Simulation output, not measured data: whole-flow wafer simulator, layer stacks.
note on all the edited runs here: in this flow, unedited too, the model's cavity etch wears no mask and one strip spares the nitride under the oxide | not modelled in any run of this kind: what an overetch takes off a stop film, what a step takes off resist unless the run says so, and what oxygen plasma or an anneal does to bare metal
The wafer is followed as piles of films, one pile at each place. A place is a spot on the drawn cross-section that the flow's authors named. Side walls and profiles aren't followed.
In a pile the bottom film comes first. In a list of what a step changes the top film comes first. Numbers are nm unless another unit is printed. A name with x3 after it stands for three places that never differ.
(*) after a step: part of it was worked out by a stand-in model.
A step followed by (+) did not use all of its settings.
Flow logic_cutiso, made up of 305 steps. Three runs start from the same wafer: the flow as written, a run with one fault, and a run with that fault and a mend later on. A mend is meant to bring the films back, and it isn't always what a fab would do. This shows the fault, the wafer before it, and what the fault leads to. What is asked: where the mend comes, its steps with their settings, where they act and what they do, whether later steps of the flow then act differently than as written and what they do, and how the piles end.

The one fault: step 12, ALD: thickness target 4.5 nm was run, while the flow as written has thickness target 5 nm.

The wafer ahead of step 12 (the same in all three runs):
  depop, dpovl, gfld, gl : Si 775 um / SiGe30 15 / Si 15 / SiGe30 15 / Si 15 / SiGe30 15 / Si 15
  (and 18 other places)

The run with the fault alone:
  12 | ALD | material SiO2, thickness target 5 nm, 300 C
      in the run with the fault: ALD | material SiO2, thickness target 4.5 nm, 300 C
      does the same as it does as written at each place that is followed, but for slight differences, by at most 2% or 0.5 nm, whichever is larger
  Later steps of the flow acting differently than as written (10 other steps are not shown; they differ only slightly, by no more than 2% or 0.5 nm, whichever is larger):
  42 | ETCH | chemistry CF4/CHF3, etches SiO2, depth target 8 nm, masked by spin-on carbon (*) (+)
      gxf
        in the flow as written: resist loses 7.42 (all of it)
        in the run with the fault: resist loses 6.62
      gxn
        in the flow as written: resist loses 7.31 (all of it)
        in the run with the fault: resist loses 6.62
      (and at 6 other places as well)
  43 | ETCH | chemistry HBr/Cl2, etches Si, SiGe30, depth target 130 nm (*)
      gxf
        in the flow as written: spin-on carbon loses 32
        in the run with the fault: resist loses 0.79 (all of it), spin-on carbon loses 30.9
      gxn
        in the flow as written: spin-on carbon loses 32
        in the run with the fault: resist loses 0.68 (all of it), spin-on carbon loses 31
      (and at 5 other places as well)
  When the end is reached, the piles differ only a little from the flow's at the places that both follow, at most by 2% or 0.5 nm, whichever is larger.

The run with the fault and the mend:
  After step 12 comes the mend.
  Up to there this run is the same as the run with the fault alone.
  12a | ALD | material SiO2, thickness target 0.5 nm, 300 C (a further turn of the flow's step 12, with different settings)
      depop, dpovl, gfld and 19 more
        SiO2 gains 0.5
  Every later step of the flow that is run acts as written, at every place that is followed, to within 2% or 0.5 nm, whichever is larger.
  By the end, the piles equal the flow's at every place that both follow.
